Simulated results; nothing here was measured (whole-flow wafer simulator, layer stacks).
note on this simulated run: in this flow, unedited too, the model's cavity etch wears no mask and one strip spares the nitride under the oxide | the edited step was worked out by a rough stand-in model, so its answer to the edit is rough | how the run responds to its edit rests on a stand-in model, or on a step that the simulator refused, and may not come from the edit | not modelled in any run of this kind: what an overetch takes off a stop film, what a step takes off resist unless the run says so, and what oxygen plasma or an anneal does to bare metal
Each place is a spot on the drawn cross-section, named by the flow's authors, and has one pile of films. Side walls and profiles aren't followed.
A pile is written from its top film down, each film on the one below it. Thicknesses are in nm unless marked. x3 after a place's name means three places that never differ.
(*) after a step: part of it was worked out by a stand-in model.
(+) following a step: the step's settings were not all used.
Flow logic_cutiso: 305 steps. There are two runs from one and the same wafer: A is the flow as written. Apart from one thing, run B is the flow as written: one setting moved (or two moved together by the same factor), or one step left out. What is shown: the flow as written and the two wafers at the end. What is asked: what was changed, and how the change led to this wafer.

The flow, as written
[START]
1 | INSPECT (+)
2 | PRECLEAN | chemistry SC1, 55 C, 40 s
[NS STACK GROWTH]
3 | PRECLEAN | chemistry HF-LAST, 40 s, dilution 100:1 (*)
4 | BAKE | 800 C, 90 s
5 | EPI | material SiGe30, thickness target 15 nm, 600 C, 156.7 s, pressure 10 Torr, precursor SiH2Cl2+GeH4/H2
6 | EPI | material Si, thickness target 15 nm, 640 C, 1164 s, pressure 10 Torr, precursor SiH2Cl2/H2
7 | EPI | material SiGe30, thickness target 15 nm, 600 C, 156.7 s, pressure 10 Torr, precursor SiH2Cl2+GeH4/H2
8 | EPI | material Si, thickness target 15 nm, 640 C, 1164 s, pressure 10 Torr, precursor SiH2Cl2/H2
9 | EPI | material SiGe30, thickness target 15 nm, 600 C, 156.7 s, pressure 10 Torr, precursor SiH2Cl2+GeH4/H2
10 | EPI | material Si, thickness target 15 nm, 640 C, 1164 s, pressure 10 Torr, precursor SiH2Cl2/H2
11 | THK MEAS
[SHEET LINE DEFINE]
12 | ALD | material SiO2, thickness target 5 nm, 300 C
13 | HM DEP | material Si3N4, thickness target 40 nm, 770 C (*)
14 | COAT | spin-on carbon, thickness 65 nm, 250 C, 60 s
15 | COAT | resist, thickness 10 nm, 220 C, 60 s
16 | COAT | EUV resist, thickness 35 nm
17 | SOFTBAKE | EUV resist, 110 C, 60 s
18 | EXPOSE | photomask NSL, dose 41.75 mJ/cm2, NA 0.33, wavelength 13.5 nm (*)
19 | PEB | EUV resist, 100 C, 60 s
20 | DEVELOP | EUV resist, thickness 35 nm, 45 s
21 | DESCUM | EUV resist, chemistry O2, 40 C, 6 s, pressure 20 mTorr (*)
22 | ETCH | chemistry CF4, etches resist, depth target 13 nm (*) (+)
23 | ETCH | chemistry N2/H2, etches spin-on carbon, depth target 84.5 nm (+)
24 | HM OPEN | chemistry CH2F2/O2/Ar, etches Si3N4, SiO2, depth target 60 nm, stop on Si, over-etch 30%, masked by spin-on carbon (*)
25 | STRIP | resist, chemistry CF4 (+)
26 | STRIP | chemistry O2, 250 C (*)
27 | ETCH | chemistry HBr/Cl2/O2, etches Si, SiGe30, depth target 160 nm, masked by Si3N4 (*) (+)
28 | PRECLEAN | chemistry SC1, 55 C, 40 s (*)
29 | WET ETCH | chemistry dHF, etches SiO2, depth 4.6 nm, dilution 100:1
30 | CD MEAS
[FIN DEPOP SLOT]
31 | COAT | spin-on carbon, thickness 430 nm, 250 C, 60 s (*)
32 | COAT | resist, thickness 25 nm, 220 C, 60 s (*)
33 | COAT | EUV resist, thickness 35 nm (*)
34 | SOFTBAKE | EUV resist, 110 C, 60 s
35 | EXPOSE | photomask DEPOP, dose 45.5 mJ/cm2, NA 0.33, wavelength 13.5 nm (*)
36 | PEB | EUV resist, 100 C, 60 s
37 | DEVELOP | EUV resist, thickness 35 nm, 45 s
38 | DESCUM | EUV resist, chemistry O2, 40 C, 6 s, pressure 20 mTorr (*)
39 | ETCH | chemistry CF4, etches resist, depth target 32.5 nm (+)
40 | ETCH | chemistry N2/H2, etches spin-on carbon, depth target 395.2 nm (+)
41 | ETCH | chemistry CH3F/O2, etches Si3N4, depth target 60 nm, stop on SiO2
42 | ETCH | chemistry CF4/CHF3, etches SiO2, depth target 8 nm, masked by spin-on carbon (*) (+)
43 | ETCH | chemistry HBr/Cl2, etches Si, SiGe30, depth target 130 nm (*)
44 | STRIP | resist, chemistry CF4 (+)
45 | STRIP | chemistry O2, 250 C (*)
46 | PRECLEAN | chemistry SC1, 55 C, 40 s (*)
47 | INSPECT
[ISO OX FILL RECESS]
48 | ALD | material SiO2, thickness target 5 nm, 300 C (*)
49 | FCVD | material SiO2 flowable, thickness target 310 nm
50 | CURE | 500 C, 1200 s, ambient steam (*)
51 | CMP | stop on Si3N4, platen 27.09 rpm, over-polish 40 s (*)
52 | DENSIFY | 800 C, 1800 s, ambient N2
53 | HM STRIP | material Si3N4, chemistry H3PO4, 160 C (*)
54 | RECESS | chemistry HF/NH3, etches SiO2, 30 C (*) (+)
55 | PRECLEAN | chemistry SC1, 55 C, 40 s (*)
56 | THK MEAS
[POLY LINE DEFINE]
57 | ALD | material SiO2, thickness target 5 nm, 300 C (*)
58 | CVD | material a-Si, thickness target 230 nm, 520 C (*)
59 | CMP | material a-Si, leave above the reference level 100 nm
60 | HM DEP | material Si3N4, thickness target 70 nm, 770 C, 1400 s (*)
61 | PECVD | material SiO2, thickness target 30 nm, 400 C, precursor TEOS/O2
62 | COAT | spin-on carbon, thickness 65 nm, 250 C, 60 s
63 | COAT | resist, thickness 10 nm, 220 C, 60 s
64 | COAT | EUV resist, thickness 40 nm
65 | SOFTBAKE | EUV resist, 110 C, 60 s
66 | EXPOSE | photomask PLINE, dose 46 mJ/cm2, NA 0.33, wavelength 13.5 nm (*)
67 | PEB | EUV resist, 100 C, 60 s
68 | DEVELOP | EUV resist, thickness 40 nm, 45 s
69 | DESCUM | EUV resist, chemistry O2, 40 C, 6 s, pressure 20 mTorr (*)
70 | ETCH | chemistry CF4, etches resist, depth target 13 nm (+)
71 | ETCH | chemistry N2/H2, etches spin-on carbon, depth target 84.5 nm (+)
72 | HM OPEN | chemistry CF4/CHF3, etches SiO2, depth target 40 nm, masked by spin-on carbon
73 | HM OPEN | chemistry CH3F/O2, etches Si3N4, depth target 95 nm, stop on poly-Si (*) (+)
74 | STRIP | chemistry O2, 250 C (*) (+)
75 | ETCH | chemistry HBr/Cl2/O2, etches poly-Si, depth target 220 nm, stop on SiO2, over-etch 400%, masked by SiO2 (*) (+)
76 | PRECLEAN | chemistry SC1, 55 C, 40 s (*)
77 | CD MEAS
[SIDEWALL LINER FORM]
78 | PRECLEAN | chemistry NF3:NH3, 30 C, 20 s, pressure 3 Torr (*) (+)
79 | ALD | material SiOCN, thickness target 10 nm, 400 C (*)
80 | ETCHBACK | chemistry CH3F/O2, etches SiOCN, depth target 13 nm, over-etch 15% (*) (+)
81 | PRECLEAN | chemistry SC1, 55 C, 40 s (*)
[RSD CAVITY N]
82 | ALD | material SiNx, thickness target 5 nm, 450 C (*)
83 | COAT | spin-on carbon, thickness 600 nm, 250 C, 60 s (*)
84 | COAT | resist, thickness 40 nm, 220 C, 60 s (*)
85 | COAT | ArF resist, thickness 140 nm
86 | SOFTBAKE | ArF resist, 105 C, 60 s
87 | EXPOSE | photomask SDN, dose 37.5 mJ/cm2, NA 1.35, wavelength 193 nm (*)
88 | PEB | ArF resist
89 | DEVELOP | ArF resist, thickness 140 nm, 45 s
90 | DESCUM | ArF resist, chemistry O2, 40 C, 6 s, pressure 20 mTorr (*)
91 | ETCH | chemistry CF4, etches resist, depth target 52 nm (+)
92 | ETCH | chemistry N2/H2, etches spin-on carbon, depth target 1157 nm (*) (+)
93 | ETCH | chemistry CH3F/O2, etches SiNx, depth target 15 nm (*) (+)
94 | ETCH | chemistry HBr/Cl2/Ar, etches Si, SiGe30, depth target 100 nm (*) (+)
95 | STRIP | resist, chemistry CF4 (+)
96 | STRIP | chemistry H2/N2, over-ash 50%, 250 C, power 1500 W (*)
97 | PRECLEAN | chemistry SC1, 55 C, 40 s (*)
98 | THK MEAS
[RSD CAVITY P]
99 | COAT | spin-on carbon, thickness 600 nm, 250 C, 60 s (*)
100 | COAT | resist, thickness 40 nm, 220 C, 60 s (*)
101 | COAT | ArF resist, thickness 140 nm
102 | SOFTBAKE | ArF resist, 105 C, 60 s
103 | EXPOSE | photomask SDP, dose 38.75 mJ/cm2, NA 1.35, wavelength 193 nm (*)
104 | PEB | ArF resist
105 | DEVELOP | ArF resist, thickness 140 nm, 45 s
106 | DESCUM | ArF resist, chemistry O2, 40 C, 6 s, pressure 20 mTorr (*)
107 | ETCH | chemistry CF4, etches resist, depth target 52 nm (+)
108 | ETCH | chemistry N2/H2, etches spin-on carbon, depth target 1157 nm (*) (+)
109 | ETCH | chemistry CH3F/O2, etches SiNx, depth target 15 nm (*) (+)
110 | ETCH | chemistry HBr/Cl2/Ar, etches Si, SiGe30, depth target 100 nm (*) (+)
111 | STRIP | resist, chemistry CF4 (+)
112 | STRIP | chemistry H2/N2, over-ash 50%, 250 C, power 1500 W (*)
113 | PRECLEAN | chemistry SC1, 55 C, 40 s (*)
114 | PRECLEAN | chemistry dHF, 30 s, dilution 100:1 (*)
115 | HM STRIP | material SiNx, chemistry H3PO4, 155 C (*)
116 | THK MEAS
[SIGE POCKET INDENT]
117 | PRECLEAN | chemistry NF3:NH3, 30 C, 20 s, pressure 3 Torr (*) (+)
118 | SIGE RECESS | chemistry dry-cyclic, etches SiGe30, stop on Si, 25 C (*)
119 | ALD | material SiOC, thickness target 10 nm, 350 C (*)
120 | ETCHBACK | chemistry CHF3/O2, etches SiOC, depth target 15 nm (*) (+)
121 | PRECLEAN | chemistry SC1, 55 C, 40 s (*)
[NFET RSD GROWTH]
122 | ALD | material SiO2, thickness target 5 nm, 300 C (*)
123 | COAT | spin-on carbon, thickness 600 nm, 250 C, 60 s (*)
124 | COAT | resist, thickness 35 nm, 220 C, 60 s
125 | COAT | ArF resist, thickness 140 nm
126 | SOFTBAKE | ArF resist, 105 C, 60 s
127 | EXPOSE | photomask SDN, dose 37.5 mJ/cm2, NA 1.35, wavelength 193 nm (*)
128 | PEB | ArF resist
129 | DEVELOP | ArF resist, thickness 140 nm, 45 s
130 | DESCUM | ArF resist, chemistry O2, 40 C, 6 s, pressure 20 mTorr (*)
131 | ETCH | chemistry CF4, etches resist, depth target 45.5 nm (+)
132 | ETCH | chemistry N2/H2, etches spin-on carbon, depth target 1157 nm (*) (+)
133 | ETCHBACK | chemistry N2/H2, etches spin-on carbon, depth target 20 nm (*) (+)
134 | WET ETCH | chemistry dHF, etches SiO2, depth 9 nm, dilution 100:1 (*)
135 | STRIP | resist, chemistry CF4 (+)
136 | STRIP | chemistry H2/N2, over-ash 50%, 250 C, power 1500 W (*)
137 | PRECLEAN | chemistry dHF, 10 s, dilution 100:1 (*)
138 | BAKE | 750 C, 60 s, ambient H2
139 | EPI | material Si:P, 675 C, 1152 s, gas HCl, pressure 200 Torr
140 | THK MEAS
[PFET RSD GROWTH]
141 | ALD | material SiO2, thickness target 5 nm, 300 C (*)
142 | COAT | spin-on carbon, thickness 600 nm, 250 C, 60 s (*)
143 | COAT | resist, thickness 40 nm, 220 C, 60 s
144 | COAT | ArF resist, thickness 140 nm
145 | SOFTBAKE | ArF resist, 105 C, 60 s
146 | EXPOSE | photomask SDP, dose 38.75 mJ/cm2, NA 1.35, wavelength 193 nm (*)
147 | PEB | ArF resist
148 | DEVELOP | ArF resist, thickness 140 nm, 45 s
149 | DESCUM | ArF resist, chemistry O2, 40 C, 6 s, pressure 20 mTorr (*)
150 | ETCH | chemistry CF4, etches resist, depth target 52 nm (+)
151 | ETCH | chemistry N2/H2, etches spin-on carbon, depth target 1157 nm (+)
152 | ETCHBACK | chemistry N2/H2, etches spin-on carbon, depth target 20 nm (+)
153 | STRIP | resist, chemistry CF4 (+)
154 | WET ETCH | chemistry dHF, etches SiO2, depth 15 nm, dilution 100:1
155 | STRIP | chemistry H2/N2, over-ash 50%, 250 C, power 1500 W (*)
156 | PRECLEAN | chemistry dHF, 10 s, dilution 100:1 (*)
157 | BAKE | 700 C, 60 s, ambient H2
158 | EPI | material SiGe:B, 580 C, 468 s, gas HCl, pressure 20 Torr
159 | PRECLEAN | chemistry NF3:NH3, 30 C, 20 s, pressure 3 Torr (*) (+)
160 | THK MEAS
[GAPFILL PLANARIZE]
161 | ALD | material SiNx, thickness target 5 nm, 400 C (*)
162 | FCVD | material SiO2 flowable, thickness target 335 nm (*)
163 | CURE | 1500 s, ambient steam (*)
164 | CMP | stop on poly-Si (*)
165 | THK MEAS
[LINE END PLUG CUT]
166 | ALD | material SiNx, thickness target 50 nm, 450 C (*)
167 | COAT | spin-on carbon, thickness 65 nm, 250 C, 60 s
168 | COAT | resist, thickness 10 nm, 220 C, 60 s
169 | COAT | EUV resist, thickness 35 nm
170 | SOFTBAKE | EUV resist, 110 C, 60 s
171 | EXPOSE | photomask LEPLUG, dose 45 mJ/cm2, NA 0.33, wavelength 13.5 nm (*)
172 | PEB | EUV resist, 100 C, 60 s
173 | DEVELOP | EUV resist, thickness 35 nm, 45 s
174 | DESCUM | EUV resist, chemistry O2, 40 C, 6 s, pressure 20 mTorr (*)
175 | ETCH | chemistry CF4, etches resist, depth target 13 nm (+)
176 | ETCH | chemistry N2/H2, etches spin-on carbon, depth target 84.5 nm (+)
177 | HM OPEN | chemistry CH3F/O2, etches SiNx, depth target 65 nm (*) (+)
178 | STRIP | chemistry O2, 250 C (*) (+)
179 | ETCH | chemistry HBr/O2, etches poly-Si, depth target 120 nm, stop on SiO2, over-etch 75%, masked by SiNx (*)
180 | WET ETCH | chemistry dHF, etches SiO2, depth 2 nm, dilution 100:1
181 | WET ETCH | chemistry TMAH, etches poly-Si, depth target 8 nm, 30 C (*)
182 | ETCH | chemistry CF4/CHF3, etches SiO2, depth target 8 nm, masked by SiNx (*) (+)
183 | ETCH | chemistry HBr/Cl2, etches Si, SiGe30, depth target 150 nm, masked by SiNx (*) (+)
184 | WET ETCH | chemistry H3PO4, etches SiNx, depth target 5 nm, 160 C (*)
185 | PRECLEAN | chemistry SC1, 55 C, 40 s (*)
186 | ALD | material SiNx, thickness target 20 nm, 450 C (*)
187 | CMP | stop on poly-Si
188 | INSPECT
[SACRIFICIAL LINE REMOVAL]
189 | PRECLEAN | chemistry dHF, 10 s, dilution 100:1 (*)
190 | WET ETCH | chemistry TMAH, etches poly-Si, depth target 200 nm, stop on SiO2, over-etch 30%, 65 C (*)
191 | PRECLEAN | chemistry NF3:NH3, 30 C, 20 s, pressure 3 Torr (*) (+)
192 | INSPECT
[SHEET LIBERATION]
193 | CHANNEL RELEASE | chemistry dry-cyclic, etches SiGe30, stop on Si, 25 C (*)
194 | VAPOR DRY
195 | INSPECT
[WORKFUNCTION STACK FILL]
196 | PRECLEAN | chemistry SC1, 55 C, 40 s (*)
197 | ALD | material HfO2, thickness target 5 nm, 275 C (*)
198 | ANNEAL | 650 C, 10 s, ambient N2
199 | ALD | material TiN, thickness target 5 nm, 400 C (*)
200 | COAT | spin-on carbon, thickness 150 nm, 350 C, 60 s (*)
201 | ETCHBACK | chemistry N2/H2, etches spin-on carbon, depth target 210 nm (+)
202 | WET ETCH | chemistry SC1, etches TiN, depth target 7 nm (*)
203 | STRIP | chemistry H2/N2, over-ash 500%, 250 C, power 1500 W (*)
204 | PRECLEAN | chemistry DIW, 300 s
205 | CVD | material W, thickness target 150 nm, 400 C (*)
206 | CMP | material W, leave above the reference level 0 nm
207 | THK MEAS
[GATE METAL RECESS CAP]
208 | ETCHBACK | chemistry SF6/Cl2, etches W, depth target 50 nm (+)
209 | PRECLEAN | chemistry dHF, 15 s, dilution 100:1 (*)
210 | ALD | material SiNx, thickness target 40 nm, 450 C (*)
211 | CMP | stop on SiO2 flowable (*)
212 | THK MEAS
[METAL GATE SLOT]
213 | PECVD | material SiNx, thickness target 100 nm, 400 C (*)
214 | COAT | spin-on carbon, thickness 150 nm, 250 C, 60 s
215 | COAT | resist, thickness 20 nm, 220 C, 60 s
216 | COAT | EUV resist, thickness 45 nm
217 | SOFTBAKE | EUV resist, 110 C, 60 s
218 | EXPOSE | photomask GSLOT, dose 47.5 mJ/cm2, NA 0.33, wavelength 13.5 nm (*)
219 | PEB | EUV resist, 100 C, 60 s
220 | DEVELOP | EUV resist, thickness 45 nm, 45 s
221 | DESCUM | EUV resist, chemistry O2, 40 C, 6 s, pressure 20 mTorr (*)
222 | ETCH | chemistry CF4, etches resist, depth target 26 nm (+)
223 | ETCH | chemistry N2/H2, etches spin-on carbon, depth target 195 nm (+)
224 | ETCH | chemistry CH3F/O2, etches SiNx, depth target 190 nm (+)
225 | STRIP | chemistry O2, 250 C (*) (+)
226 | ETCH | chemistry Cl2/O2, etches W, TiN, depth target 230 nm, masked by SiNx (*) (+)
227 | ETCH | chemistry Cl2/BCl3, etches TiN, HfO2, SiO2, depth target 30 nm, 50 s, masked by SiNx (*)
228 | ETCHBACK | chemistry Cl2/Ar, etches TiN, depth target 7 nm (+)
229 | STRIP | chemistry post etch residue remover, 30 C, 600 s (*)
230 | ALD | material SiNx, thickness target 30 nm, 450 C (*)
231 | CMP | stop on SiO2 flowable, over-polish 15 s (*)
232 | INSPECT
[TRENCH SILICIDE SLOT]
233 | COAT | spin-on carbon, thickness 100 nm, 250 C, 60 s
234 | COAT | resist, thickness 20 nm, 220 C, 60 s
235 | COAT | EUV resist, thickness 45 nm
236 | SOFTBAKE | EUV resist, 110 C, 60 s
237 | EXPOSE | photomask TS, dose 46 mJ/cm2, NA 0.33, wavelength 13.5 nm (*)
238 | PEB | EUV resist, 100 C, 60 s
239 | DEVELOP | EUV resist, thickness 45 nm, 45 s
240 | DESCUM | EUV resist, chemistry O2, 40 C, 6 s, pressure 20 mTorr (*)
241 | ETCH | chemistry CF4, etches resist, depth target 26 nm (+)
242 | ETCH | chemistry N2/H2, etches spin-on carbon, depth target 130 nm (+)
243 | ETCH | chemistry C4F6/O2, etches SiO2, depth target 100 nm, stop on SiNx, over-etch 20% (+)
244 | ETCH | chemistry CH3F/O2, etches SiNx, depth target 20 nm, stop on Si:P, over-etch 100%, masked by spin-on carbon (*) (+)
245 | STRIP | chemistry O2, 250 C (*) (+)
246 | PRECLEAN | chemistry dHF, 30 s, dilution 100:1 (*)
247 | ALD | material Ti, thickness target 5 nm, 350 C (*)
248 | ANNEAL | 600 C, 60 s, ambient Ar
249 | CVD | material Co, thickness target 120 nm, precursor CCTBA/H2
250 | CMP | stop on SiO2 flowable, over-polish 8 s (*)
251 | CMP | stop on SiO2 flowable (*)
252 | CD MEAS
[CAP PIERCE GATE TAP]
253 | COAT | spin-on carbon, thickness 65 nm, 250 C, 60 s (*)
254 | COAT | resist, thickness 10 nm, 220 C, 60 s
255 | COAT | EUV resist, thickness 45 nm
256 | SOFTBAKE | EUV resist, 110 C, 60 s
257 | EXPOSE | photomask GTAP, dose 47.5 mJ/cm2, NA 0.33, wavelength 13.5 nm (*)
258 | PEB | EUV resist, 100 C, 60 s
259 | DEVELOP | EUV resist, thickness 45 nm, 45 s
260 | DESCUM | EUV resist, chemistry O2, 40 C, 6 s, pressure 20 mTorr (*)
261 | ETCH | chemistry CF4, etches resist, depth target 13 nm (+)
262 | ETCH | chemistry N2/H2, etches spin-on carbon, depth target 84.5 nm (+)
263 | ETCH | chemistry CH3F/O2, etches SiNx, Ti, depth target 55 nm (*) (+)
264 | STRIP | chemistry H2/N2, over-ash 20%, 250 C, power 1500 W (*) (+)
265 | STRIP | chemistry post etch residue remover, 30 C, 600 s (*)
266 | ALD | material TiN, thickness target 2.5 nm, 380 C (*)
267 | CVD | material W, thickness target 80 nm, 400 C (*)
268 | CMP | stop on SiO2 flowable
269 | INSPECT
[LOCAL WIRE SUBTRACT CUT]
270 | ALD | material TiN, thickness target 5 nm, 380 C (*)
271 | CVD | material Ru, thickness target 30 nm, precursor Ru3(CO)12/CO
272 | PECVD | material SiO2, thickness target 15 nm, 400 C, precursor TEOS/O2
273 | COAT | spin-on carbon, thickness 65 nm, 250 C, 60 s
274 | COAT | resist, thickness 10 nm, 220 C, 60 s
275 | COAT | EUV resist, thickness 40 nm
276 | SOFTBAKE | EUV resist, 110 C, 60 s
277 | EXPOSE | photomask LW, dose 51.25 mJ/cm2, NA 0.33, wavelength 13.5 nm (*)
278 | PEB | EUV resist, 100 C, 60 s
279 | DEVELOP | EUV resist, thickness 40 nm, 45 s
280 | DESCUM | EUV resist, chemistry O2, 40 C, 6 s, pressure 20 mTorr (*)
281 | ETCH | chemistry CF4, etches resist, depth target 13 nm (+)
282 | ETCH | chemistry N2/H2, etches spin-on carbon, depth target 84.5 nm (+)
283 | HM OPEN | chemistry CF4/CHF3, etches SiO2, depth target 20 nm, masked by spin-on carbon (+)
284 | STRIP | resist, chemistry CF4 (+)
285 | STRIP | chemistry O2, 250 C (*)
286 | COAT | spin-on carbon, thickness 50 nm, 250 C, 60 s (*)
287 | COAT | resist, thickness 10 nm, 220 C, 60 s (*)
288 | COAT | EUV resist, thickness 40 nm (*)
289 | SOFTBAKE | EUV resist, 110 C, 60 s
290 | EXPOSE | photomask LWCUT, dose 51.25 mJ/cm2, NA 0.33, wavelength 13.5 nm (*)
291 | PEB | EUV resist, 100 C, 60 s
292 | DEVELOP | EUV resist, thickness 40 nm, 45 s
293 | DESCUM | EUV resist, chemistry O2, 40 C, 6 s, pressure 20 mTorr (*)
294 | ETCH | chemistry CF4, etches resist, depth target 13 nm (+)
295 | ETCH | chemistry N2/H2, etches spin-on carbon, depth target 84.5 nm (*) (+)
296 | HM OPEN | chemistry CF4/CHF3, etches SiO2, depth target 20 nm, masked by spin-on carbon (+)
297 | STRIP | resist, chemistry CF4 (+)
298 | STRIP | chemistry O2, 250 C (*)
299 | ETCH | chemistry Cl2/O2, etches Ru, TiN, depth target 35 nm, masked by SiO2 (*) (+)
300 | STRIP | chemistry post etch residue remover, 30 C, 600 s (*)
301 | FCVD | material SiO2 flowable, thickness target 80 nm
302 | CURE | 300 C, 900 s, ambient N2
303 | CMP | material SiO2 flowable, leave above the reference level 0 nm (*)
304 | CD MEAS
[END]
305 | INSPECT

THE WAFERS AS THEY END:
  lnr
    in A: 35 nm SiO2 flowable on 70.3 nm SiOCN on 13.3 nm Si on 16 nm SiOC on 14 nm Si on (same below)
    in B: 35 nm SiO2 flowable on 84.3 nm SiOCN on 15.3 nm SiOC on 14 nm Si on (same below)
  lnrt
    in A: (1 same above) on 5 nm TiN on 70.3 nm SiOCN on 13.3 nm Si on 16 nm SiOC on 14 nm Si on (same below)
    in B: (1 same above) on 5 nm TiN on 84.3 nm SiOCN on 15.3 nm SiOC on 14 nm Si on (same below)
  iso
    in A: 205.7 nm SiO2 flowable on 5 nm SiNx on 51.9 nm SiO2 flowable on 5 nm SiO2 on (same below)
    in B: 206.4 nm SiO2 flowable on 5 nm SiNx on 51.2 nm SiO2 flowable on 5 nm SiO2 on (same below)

Cause: step 75, ETCH: depth target 247.5 nm was run, though the flow has depth target 220 nm.

Step by step, how the change led to this:
  75 | ETCH | chemistry HBr/Cl2/O2, etches poly-Si, depth target 220 nm, stop on SiO2, over-etch 400%, masked by SiO2 (*) (+)
      lnr, lnrp, lnrt, rsdn, rsdp, rsdw, rsdx: A -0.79 chemical SiO2 (all of it), -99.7 poly-Si (all of it), -5 SiO2 (all of it) | B -0.79 chemical SiO2 (all of it), -99.7 poly-Si (all of it), -5 SiO2 (all of it), -0.49 chemical SiO2 (all of it), -13.9 Si (all of it)
      iso, lnri: A -0.79 chemical SiO2 (all of it), -189.1 poly-Si (all of it), -4.55 SiO2 | B -0.79 chemical SiO2 (all of it), -189.1 poly-Si (all of it), -5 SiO2 (all of it), -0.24 SiO2 flowable
  80 | ETCHBACK | chemistry CH3F/O2, etches SiOCN, depth target 13 nm, over-etch 15% (*) (+)
      rsdn, rsdp, rsdw, rsdx: A -10 SiOCN (all of it), -0.7 Si | B -10 SiOCN (all of it), -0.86 SiGe30
      lnr, lnrp, lnrt: A +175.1 SiOCN | B +189.1 SiOCN
  94 | ETCH | chemistry HBr/Cl2/Ar, etches Si, SiGe30, depth target 100 nm (*) (+)
      rsdn, rsdx: A -0.49 chemical SiO2 (all of it), -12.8 Si (all of it), -15 SiGe30 (all of it), -15 Si (all of it), -15 SiGe30 (all of it), -15 Si (all of it), -15 SiGe30 (all of it), -12.2 Si | B -0.49 chemical SiO2 (all of it), -13.7 SiGe30 (all of it), -15 Si (all of it), -15 SiGe30 (all of it), -15 Si (all of it), -15 SiGe30 (all of it), -26.3 Si
  110 | ETCH | chemistry HBr/Cl2/Ar, etches Si, SiGe30, depth target 100 nm (*) (+)
      rsdp, rsdw: A -0.49 chemical SiO2 (all of it), -12.8 Si (all of it), -15 SiGe30 (all of it), -15 Si (all of it), -15 SiGe30 (all of it), -15 Si (all of it), -15 SiGe30 (all of it), -12.2 Si | B -0.49 chemical SiO2 (all of it), -13.7 SiGe30 (all of it), -15 Si (all of it), -15 SiGe30 (all of it), -15 Si (all of it), -15 SiGe30 (all of it), -26.3 Si
  118 | SIGE RECESS | chemistry dry-cyclic, etches SiGe30, stop on Si, 25 C (*)
      lnr, lnrp, lnrt: A -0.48 SiOCN, -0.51 Si, +16 cavity (new film), -15 SiGe30 (all of it), -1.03 Si, +16 cavity (new film), -15 SiGe30 (all of it), -1.03 Si, +16 cavity (new film), -15 SiGe30 (all of it), -0.51 Si | B -0.48 SiOCN, +15.3 cavity (new film), -14.8 SiGe30 (all of it), -1.03 Si, +16 cavity (new film), -15 SiGe30 (all of it), -1.03 Si, +16 cavity (new film), -15 SiGe30 (all of it), -0.51 Si
  119 | ALD | material SiOC, thickness target 10 nm, 350 C (*)
      lnr, lnrp, lnrt: A +10 SiOC (new film), +16 SiOC (new film), -16 cavity (all of it), +16 SiOC (new film), -16 cavity (all of it), +16 SiOC (new film), -16 cavity (all of it) | B +10 SiOC (new film), +15.3 SiOC (new film), -15.3 cavity (all of it), +16 SiOC (new film), -16 cavity (all of it), +16 SiOC (new film), -16 cavity (all of it)
  135 | STRIP | resist, chemistry CF4 (+)
      gl: A -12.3 Si3N4 | B -11.7 Si3N4
  139 | EPI | material Si:P, 675 C, 1152 s, gas HCl, pressure 200 Torr
      rsdn, rsdx: A +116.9 Si:P (new film) | B +131 Si:P (new film)
  141 | ALD | material SiO2, thickness target 5 nm, 300 C (*)
      gxn: A +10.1 SiO2 (new film) | B +6.14 SiO2 (new film)
  158 | EPI | material SiGe:B, 580 C, 468 s, gas HCl, pressure 20 Torr
      rsdp, rsdw: A +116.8 SiGe:B (new film) | B +131 SiGe:B (new film)
  159 | PRECLEAN | chemistry NF3:NH3, 30 C, 20 s, pressure 3 Torr (*) (+)
      gxn: A -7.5 SiO2 | B -4.62 SiO2 (all of it), -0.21 Si3N4
  164 | CMP | stop on poly-Si (*)
      gxn: A -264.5 SiO2 flowable (all of it), -5 SiNx (all of it), -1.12 SiO2 (all of it), -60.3 Si3N4 (all of it) | B -265.5 SiO2 flowable (all of it), -5 SiNx (all of it), -60.4 Si3N4 (all of it)
